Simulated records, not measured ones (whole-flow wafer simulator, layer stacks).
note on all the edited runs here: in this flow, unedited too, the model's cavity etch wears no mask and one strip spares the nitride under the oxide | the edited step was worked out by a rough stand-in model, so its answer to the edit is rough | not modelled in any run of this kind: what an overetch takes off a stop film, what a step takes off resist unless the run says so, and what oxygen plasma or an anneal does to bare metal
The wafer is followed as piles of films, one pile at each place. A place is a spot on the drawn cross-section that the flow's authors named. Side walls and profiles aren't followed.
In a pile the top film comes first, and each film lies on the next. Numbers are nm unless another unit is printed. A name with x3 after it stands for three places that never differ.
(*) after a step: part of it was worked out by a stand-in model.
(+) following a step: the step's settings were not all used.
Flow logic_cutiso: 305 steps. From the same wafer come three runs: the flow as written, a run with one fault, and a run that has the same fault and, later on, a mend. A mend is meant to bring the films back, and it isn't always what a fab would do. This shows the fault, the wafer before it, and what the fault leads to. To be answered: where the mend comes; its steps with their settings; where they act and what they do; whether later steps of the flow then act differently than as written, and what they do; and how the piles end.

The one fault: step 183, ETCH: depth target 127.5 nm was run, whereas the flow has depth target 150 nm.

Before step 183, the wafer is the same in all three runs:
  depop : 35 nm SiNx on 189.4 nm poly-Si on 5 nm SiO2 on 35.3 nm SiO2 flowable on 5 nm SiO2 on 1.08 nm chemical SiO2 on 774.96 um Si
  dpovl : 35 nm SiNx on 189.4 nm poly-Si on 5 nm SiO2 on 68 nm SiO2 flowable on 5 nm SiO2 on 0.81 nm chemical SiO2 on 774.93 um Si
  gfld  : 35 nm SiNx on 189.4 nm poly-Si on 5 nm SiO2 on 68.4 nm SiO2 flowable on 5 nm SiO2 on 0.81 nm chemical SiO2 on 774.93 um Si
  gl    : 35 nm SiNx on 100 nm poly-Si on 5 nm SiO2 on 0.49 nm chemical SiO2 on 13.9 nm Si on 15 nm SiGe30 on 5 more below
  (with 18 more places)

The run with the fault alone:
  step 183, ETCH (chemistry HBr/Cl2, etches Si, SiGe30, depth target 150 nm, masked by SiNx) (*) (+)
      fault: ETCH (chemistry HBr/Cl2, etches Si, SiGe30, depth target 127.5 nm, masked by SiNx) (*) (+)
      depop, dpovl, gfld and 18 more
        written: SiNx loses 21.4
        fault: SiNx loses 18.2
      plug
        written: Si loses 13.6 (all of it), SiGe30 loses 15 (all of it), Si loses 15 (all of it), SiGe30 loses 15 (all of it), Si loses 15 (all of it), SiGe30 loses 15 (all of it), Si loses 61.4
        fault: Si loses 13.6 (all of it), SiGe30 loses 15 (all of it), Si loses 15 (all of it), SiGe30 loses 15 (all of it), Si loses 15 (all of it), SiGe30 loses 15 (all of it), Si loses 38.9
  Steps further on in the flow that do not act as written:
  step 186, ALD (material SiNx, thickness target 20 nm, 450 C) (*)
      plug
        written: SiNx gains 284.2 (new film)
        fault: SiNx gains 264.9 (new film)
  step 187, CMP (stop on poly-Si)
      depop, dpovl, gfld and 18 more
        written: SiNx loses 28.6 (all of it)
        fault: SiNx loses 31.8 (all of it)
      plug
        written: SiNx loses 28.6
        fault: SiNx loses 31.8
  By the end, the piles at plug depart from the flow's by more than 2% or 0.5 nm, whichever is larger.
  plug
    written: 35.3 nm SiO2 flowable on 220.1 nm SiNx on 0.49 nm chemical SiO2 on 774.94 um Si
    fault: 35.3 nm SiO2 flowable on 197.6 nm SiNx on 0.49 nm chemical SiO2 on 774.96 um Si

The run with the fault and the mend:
  The mend follows step 183.
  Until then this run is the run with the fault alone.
  step 183a, ETCH (chemistry HBr/Cl2, etches Si, SiGe30, depth target 22.5 nm, masked by SiNx) (*) (+) (a further turn of the flow's step 183, with different settings)
      depop, dpovl, gfld and 18 more
        SiNx loses 3.21
      plug
        Si loses 22.5
  None of the later steps of the flow acts differently than as written at any place that is followed.
  By the end, the piles equal the flow's at every place that both follow.
